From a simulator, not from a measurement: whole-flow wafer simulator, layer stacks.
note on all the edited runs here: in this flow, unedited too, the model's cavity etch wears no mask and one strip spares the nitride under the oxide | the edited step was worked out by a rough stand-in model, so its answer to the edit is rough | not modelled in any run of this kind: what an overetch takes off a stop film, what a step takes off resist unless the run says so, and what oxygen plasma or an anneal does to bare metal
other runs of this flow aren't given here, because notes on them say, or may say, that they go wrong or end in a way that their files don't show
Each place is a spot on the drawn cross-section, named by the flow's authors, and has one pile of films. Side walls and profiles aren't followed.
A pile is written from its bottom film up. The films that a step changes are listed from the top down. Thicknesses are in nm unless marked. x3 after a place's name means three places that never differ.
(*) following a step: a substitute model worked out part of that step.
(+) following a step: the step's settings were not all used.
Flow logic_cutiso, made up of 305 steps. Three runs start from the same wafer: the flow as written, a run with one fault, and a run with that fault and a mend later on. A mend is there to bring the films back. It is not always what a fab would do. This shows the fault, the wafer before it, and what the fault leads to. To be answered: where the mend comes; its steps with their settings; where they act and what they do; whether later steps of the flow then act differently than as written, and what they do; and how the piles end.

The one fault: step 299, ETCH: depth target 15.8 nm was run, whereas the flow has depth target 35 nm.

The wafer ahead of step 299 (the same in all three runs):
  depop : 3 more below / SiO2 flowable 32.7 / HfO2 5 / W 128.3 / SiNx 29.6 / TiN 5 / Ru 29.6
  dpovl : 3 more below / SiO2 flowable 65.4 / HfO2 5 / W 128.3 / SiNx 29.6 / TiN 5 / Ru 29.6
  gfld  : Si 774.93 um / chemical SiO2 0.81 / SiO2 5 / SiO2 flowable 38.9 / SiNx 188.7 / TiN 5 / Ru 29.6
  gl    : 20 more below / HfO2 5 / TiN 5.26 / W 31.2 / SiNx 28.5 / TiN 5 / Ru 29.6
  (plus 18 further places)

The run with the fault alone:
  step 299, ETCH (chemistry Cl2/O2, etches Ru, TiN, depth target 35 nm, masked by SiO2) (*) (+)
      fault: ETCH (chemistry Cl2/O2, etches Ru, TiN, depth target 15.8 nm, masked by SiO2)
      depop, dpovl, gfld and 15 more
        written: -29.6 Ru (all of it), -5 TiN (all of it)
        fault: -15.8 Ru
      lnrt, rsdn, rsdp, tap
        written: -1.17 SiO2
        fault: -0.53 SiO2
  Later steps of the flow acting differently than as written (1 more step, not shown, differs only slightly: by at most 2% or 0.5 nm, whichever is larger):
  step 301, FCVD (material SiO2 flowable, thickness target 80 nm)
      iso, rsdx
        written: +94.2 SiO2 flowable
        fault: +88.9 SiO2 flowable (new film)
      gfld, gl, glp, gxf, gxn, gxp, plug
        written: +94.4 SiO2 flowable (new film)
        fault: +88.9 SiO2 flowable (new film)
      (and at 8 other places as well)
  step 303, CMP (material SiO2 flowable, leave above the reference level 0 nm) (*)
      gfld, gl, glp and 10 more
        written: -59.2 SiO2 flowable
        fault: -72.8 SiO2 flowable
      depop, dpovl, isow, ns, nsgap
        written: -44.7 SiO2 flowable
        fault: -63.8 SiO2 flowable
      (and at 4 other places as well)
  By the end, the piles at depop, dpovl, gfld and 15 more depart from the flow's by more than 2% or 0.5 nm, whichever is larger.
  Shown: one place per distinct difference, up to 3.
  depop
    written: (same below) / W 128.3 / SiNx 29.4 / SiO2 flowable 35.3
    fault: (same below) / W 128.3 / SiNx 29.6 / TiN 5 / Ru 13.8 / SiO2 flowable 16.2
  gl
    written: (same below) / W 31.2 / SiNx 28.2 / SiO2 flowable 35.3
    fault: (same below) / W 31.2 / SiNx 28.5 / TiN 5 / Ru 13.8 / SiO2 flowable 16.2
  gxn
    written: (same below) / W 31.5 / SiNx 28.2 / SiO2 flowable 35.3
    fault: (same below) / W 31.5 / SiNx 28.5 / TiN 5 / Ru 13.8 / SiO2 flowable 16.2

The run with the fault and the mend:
  The mend follows step 299.
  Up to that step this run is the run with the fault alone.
  step 299a, ETCH (chemistry Cl2/O2, etches Ru, TiN, depth target 19.2 nm, masked by SiO2) (*) (+) (the flow's step 299, run once more with other settings)
      depop, dpovl, gfld and 15 more
        -13.8 Ru (all of it), -5 TiN (all of it)
      lnrt, rsdn, rsdp, tap
        -0.64 SiO2
  Later steps of the flow that are run all act as written at every place that is followed.
  The piles end the same as the flow's at every place that both follow.
